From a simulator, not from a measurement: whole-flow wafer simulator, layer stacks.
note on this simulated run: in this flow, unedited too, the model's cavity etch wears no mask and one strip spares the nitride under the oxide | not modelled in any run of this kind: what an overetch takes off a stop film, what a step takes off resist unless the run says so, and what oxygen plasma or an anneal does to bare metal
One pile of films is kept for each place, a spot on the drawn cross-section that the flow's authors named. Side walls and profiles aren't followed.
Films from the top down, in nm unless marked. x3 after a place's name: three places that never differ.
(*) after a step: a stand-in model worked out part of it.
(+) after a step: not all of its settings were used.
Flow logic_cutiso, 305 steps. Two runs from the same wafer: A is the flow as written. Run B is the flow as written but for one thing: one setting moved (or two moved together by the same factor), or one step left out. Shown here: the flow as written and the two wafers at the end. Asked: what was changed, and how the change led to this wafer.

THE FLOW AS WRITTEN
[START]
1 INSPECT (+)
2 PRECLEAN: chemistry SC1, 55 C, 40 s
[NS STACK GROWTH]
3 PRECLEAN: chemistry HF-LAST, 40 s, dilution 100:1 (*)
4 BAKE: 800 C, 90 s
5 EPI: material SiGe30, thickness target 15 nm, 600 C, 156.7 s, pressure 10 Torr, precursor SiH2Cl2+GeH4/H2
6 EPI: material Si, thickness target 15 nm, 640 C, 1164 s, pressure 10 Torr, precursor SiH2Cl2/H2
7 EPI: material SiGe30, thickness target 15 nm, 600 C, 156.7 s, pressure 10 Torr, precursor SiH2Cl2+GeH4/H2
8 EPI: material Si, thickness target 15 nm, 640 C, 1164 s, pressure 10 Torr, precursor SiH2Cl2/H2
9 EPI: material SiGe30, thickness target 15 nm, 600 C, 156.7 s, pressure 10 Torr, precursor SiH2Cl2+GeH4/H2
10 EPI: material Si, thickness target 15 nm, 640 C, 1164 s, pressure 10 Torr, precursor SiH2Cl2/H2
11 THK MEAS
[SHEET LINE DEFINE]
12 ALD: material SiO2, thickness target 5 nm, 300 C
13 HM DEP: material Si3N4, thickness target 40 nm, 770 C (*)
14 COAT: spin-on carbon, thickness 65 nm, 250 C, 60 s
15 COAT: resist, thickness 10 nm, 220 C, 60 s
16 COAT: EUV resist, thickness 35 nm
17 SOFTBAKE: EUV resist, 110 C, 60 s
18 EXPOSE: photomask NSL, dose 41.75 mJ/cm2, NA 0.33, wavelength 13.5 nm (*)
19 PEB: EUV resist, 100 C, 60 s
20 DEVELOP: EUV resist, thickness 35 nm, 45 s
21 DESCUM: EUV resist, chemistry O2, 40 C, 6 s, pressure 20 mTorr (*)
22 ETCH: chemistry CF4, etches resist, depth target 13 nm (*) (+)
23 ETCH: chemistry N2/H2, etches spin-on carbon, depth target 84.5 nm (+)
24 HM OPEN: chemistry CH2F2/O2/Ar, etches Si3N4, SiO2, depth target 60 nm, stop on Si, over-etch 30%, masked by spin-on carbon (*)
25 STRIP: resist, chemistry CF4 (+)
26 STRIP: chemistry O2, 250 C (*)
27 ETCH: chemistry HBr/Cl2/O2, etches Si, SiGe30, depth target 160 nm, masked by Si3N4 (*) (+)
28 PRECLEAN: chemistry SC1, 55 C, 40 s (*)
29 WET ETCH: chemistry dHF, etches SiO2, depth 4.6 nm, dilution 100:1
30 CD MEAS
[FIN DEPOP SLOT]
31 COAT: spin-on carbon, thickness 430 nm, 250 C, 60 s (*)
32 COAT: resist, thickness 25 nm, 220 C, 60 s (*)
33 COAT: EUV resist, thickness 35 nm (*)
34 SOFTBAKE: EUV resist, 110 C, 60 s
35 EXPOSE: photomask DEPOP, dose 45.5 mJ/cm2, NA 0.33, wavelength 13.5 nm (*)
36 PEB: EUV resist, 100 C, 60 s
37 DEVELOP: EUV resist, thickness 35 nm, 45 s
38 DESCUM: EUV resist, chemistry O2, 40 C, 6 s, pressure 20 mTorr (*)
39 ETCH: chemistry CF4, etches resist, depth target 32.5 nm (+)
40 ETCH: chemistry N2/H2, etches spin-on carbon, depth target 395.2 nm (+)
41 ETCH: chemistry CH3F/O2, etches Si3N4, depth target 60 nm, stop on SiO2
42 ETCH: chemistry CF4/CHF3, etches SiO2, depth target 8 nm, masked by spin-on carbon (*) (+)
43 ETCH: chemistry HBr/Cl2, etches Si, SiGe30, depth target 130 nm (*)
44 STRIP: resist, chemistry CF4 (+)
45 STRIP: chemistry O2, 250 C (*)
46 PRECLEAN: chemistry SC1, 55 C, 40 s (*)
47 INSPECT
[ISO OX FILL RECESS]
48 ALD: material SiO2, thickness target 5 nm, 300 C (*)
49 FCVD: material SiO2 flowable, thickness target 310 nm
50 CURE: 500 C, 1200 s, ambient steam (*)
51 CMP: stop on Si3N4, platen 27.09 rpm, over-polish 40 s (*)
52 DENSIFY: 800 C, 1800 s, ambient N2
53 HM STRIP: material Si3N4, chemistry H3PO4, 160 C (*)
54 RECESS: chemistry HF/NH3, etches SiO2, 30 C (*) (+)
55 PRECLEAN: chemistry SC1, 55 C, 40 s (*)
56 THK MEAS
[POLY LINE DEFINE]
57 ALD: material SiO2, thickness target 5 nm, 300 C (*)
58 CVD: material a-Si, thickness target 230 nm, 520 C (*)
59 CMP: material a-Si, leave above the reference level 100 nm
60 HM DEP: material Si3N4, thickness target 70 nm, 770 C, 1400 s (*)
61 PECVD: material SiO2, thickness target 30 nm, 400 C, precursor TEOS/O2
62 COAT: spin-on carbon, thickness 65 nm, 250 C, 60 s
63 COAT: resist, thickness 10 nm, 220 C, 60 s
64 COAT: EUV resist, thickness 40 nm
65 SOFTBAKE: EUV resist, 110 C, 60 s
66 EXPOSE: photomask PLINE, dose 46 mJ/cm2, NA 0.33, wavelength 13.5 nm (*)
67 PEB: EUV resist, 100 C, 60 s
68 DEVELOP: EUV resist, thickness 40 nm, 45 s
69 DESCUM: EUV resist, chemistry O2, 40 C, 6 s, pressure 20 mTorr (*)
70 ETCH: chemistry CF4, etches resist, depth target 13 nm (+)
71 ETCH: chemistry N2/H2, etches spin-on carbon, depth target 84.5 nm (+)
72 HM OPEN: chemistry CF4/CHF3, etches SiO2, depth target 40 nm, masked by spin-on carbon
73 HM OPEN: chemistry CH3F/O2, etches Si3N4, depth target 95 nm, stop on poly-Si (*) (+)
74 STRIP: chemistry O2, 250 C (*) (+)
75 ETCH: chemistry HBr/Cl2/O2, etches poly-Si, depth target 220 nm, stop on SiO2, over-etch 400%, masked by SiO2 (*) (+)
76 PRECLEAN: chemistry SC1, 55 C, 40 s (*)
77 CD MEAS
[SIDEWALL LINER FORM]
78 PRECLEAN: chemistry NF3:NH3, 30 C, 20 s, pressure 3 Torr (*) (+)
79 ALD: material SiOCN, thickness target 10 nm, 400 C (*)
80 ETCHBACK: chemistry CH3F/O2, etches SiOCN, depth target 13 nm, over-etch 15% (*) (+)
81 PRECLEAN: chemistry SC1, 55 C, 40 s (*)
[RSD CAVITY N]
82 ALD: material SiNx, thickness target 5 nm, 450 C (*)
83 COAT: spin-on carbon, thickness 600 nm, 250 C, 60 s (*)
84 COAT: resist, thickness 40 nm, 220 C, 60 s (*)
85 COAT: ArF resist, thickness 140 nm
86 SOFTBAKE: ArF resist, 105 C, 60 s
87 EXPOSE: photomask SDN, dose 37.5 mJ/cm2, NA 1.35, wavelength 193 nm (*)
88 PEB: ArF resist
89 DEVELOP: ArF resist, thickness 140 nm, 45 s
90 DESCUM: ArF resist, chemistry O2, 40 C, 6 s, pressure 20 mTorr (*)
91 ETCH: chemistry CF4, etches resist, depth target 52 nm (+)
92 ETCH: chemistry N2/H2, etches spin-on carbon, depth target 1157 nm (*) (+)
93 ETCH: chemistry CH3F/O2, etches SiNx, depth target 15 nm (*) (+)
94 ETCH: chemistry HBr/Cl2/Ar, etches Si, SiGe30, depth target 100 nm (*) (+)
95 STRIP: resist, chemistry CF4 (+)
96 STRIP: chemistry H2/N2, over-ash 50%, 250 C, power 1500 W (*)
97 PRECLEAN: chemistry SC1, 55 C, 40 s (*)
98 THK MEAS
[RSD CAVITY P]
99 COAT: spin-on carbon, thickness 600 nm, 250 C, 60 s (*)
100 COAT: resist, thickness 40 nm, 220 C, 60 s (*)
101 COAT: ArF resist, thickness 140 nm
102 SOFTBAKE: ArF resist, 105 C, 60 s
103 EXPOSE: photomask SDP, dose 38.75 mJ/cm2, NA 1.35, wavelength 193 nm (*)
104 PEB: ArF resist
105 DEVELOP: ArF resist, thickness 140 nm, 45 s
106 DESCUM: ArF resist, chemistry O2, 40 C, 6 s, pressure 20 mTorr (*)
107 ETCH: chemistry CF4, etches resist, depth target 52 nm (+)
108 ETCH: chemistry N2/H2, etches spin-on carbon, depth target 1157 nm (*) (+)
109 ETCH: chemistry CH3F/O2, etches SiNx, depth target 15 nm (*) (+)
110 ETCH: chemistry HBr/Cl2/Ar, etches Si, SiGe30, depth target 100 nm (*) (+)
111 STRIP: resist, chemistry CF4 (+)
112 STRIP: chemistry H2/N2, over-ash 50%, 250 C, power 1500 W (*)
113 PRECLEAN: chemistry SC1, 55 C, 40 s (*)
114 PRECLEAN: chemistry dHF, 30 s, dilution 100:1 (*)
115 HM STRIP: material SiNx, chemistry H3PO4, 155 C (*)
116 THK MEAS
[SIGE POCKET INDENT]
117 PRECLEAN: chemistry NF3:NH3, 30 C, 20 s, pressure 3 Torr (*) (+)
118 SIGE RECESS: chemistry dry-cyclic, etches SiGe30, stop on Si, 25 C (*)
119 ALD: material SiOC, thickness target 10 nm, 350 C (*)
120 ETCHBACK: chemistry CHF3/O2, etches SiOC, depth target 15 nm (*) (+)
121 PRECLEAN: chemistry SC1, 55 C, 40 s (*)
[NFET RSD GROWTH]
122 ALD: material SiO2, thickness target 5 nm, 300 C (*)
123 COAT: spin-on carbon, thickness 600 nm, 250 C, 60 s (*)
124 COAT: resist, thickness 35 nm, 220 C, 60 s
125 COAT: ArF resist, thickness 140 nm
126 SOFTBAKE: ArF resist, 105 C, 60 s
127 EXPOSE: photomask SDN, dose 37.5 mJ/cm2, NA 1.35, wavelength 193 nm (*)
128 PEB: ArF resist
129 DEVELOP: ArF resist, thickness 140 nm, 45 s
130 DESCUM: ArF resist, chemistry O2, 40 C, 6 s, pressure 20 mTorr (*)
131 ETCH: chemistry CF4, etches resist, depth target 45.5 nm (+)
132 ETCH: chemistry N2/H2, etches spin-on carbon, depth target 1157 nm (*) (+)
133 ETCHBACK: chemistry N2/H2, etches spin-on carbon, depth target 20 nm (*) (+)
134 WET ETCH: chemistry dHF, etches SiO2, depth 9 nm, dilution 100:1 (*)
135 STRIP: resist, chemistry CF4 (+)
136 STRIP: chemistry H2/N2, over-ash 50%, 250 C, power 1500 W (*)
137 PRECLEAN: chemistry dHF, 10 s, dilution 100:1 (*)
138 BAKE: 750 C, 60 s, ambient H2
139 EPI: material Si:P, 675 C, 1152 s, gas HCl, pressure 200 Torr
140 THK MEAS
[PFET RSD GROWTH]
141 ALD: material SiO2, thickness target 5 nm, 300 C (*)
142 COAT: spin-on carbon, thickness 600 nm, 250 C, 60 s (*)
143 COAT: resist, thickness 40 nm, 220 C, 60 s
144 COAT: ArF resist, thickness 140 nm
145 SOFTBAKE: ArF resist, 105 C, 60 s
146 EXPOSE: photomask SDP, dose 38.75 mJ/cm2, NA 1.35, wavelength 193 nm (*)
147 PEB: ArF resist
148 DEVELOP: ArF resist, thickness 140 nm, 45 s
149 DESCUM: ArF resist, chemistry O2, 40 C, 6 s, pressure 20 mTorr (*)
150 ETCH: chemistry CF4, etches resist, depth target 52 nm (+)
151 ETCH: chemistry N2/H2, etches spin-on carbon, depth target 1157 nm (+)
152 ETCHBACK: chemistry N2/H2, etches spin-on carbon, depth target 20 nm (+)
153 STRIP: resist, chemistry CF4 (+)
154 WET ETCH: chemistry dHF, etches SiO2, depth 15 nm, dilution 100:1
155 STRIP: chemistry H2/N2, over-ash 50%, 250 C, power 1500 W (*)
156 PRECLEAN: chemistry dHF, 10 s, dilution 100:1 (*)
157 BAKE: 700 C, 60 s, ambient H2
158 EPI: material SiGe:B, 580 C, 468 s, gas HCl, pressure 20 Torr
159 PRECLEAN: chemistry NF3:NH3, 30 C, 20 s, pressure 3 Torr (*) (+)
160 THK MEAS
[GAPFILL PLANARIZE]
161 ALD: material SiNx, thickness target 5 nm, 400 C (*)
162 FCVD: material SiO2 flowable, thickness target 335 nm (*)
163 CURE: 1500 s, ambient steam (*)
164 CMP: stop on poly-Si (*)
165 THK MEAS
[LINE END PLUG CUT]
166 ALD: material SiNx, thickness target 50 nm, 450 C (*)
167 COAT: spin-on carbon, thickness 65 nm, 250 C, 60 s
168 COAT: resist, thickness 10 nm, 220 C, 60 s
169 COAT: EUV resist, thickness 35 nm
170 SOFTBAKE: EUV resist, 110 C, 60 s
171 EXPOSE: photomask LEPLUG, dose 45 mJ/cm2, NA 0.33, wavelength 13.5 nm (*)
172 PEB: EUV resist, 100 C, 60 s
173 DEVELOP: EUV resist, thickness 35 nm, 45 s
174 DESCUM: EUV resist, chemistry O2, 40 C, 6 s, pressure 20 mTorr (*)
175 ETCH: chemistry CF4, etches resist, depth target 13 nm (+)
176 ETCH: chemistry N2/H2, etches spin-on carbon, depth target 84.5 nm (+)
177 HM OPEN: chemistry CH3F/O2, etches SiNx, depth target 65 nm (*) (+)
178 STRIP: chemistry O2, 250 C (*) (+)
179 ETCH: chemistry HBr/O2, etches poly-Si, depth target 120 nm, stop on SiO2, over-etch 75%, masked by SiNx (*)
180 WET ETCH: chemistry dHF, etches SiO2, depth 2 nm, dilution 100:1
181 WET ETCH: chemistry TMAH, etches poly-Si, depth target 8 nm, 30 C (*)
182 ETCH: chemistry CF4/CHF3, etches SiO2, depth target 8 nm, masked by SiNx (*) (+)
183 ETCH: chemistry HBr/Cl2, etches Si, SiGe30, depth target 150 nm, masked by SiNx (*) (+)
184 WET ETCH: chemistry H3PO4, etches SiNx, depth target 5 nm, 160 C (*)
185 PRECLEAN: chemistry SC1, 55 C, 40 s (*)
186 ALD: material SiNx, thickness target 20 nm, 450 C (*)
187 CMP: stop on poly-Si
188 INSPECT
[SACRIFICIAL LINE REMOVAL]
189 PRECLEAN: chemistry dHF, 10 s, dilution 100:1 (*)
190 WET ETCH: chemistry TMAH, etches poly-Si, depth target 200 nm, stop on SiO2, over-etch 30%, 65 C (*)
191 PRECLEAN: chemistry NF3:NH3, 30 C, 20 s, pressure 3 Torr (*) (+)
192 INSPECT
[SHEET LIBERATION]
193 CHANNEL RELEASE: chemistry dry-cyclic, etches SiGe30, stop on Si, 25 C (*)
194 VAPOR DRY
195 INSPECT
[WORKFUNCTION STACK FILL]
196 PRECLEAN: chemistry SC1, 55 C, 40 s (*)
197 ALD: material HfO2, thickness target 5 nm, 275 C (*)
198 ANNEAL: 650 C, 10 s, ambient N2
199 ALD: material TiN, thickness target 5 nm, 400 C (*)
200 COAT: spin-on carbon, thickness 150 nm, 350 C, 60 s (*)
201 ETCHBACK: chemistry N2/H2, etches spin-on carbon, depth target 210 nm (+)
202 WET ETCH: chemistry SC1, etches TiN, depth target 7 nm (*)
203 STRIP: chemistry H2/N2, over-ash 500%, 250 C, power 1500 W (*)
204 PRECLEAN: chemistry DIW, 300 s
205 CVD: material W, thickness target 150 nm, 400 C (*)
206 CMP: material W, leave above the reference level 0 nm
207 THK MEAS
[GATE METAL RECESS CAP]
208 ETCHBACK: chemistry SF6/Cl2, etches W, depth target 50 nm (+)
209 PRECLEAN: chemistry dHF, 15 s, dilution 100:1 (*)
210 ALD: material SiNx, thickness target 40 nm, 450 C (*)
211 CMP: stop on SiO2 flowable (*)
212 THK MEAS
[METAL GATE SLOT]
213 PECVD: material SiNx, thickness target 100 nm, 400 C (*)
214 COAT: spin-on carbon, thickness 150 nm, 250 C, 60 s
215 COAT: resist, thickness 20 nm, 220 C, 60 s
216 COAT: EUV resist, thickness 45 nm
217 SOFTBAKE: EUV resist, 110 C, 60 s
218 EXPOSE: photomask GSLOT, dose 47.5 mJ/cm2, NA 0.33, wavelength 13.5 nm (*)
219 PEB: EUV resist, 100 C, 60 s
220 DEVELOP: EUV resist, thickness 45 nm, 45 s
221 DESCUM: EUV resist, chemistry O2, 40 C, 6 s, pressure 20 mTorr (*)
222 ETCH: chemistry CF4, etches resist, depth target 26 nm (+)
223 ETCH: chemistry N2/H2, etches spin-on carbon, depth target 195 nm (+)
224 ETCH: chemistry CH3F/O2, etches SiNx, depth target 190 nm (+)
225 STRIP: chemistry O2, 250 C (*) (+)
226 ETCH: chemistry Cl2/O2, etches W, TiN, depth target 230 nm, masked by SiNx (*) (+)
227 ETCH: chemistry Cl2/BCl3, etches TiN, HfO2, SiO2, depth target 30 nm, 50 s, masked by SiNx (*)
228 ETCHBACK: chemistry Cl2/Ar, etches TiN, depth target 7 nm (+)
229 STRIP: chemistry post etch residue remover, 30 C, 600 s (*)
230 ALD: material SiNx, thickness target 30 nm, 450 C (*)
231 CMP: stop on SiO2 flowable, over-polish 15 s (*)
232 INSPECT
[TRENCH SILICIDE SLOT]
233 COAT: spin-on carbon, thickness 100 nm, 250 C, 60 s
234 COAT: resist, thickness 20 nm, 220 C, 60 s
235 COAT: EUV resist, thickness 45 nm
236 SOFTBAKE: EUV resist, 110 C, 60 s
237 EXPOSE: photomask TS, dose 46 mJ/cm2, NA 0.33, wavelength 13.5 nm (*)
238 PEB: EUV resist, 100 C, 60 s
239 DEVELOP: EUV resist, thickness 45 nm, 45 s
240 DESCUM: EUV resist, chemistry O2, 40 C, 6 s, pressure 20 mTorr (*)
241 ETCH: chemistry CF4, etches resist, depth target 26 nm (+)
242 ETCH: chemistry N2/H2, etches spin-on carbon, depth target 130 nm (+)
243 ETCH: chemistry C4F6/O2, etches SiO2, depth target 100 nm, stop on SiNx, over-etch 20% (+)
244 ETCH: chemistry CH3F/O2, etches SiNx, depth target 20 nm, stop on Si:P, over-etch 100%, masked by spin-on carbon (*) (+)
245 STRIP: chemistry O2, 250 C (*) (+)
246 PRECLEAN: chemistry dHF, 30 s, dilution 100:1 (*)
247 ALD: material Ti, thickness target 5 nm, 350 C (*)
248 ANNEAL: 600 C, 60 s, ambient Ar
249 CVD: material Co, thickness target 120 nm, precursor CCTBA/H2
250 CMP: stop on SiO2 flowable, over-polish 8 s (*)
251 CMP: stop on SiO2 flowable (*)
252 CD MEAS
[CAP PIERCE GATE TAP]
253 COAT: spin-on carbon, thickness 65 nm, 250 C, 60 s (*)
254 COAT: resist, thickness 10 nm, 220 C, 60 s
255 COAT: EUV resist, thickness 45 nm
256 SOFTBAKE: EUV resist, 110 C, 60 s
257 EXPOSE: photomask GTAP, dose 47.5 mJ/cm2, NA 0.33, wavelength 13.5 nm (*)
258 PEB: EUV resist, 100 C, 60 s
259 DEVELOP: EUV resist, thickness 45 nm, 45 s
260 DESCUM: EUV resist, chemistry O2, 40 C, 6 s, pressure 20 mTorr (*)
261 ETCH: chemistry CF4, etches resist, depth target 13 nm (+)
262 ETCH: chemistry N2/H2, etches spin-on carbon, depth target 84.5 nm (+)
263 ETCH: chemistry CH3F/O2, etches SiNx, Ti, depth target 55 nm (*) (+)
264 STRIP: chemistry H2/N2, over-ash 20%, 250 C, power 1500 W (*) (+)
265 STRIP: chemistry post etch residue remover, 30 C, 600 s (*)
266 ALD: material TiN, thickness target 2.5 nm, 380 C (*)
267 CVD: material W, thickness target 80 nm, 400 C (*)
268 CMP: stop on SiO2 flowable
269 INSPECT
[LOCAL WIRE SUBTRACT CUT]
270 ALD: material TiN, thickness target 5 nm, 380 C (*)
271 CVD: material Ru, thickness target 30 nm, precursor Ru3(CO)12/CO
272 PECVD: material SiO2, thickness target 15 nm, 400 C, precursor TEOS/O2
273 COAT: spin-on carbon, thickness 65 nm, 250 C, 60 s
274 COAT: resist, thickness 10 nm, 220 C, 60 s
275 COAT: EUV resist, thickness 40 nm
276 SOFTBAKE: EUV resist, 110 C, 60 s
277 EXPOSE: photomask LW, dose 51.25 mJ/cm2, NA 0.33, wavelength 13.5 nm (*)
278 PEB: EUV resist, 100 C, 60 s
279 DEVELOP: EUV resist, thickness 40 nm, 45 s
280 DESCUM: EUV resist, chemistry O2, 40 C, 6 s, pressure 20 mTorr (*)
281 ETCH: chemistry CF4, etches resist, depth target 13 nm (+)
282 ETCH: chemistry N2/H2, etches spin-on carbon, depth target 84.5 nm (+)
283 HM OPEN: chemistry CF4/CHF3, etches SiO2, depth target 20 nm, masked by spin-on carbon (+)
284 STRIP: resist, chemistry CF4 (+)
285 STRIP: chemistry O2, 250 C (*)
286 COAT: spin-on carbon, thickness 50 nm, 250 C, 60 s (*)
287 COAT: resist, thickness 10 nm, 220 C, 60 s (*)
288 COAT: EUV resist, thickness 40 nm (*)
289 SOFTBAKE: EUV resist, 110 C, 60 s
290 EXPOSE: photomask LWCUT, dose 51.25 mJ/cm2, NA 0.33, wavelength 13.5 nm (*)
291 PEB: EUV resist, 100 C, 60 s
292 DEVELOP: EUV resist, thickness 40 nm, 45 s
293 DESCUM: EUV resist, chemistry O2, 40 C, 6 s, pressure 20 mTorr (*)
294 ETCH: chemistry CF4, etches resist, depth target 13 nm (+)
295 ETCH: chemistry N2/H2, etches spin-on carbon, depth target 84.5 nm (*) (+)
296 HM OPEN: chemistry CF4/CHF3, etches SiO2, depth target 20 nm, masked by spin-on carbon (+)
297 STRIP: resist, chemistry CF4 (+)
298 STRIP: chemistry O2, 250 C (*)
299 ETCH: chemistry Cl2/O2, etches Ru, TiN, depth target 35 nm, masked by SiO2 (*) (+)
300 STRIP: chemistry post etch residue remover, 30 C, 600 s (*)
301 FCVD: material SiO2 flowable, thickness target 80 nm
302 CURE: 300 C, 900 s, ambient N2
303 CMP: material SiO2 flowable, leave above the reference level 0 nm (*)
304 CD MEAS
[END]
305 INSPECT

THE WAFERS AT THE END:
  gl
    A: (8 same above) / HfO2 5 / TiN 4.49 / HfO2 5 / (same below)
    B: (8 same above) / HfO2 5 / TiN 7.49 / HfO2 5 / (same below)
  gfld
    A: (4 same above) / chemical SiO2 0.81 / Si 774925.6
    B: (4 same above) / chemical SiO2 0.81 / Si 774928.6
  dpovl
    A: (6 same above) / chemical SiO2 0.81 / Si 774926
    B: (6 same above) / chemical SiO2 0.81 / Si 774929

The cause: step 9, EPI: 188 s was run, where the flow has 156.7 s.

How the change led to this, step by step:
  9 EPI: material SiGe30, thickness target 15 nm, 600 C, 156.7 s, pressure 10 Torr, precursor SiH2Cl2+GeH4/H2
      depop, dpovl, gfld and 19 more: A SiGe30 +15 (new film) | B SiGe30 +18 (new film)
  27 ETCH: chemistry HBr/Cl2/O2, etches Si, SiGe30, depth target 160 nm, masked by Si3N4 (*) (+)
      gfld, gxf, iso, lnri: A chemical SiO2 -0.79 (all of it), Si -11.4 (all of it), SiGe30 -15 (all of it), Si -15 (all of it), SiGe30 -15 (all of it), Si -15 (all of it), SiGe30 -15 (all of it), Si -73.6 | B chemical SiO2 -0.79 (all of it), Si -11.4 (all of it), SiGe30 -18 (all of it), Si -15 (all of it), SiGe30 -15 (all of it), Si -15 (all of it), SiGe30 -15 (all of it), Si -70.6
      dpovl, nsgap: A chemical SiO2 -0.79 (all of it), Si -11.8 (all of it), SiGe30 -15 (all of it), Si -15 (all of it), SiGe30 -15 (all of it), Si -15 (all of it), SiGe30 -15 (all of it), Si -73.2 | B chemical SiO2 -0.79 (all of it), Si -11.8 (all of it), SiGe30 -18 (all of it), Si -15 (all of it), SiGe30 -15 (all of it), Si -15 (all of it), SiGe30 -15 (all of it), Si -70.2
      (and at 1 more place)
  43 ETCH: chemistry HBr/Cl2, etches Si, SiGe30, depth target 130 nm (*)
      depop: A Si -14 (all of it), SiGe30 -15 (all of it), Si -15 (all of it), SiGe30 -15 (all of it), Si -15 (all of it), SiGe30 -15 (all of it), Si -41 | B Si -14 (all of it), SiGe30 -18 (all of it), Si -15 (all of it), SiGe30 -15 (all of it), Si -15 (all of it), SiGe30 -15 (all of it), Si -38
  94 ETCH: chemistry HBr/Cl2/Ar, etches Si, SiGe30, depth target 100 nm (*) (+)
      rsdn, rsdx: A chemical SiO2 -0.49 (all of it), Si -12.8 (all of it), SiGe30 -15 (all of it), Si -15 (all of it), SiGe30 -15 (all of it), Si -15 (all of it), SiGe30 -15 (all of it), Si -12.2 | B chemical SiO2 -0.49 (all of it), Si -12.8 (all of it), SiGe30 -18 (all of it), Si -15 (all of it), SiGe30 -15 (all of it), Si -15 (all of it), SiGe30 -15 (all of it), Si -9.16
  110 ETCH: chemistry HBr/Cl2/Ar, etches Si, SiGe30, depth target 100 nm (*) (+)
      rsdp, rsdw: A chemical SiO2 -0.49 (all of it), Si -12.8 (all of it), SiGe30 -15 (all of it), Si -15 (all of it), SiGe30 -15 (all of it), Si -15 (all of it), SiGe30 -15 (all of it), Si -12.2 | B chemical SiO2 -0.49 (all of it), Si -12.8 (all of it), SiGe30 -18 (all of it), Si -15 (all of it), SiGe30 -15 (all of it), Si -15 (all of it), SiGe30 -15 (all of it), Si -9.16
  118 SIGE RECESS: chemistry dry-cyclic, etches SiGe30, stop on Si, 25 C (*)
      lnr, lnrp, lnrt: A SiOCN -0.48, Si -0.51, cavity +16 (new film), SiGe30 -15 (all of it), Si -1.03, cavity +16 (new film), SiGe30 -15 (all of it), Si -1.03, cavity +16 (new film), SiGe30 -15 (all of it), Si -0.51 | B SiOCN -0.48, Si -0.51, cavity +19 (new film), SiGe30 -18 (all of it), Si -1.03, cavity +16 (new film), SiGe30 -15 (all of it), Si -1.03, cavity +16 (new film), SiGe30 -15 (all of it), Si -0.51
  119 ALD: material SiOC, thickness target 10 nm, 350 C (*)
      lnr, lnrp, lnrt: A SiOC +10 (new film), SiOC +16 (new film), cavity -16 (all of it), SiOC +16 (new film), cavity -16 (all of it), SiOC +16 (new film), cavity -16 (all of it) | B SiOC +10 (new film), SiOC +19 (new film), cavity -19 (all of it), SiOC +16 (new film), cavity -16 (all of it), SiOC +16 (new film), cavity -16 (all of it)
  183 ETCH: chemistry HBr/Cl2, etches Si, SiGe30, depth target 150 nm, masked by SiNx (*) (+)
      plug: A Si -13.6 (all of it), SiGe30 -15 (all of it), Si -15 (all of it), SiGe30 -15 (all of it), Si -15 (all of it), SiGe30 -15 (all of it), Si -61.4 | B Si -13.6 (all of it), SiGe30 -18 (all of it), Si -15 (all of it), SiGe30 -15 (all of it), Si -15 (all of it), SiGe30 -15 (all of it), Si -58.4
  193 CHANNEL RELEASE: chemistry dry-cyclic, etches SiGe30, stop on Si, 25 C (*)
      gl, glp, gxn, gxp, ns, tap: A chemical SiO2 +0.8 (new film), Si -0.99, chemical SiO2 +0.8 (new film), cavity +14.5 (new film), chemical SiO2 +0.8 (new film), SiGe30 -15 (all of it), Si -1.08, chemical SiO2 +0.8 (new film), cavity +14.5 (new film), chemical SiO2 +0.8 (new film), SiGe30 -15 (all of it), Si -1.08, chemical SiO2 +0.8 (new film), cavity +14.5 (new film), chemical SiO2 +0.8 (new film), SiGe30 -15 (all of it), Si -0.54 | B chemical SiO2 +0.8 (new film), Si -0.99, chemical SiO2 +0.8 (new film), cavity +17.5 (new film), chemical SiO2 +0.8 (new film), SiGe30 -18 (all of it), Si -1.08, chemical SiO2 +0.8 (new film), cavity +14.5 (new film), chemical SiO2 +0.8 (new film), SiGe30 -15 (all of it), Si -1.08, chemical SiO2 +0.8 (new film), cavity +14.5 (new film), chemical SiO2 +0.8 (new film), SiGe30 -15 (all of it), Si -0.54
  199 ALD: material TiN, thickness target 5 nm, 400 C (*)
      gl, glp, tap: A TiN +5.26 (new film), TiN +4.49 (new film), cavity -4.49 (all of it), TiN +4.49 (new film), cavity -4.49 (all of it), TiN +4.49 (new film), cavity -4.49 (all of it) | B TiN +5.26 (new film), TiN +7.49 (new film), cavity -7.49 (all of it), TiN +4.49 (new film), cavity -4.49 (all of it), TiN +4.49 (new film), cavity -4.49 (all of it)
      gxn, gxp, ns: A TiN +5 (new film), TiN +4.49 (new film), cavity -4.49 (all of it), TiN +4.49 (new film), cavity -4.49 (all of it), TiN +4.49 (new film), cavity -4.49 (all of it) | B TiN +5 (new film), TiN +7.49 (new film), cavity -7.49 (all of it), TiN +4.49 (new film), cavity -4.49 (all of it), TiN +4.49 (new film), cavity -4.49 (all of it)
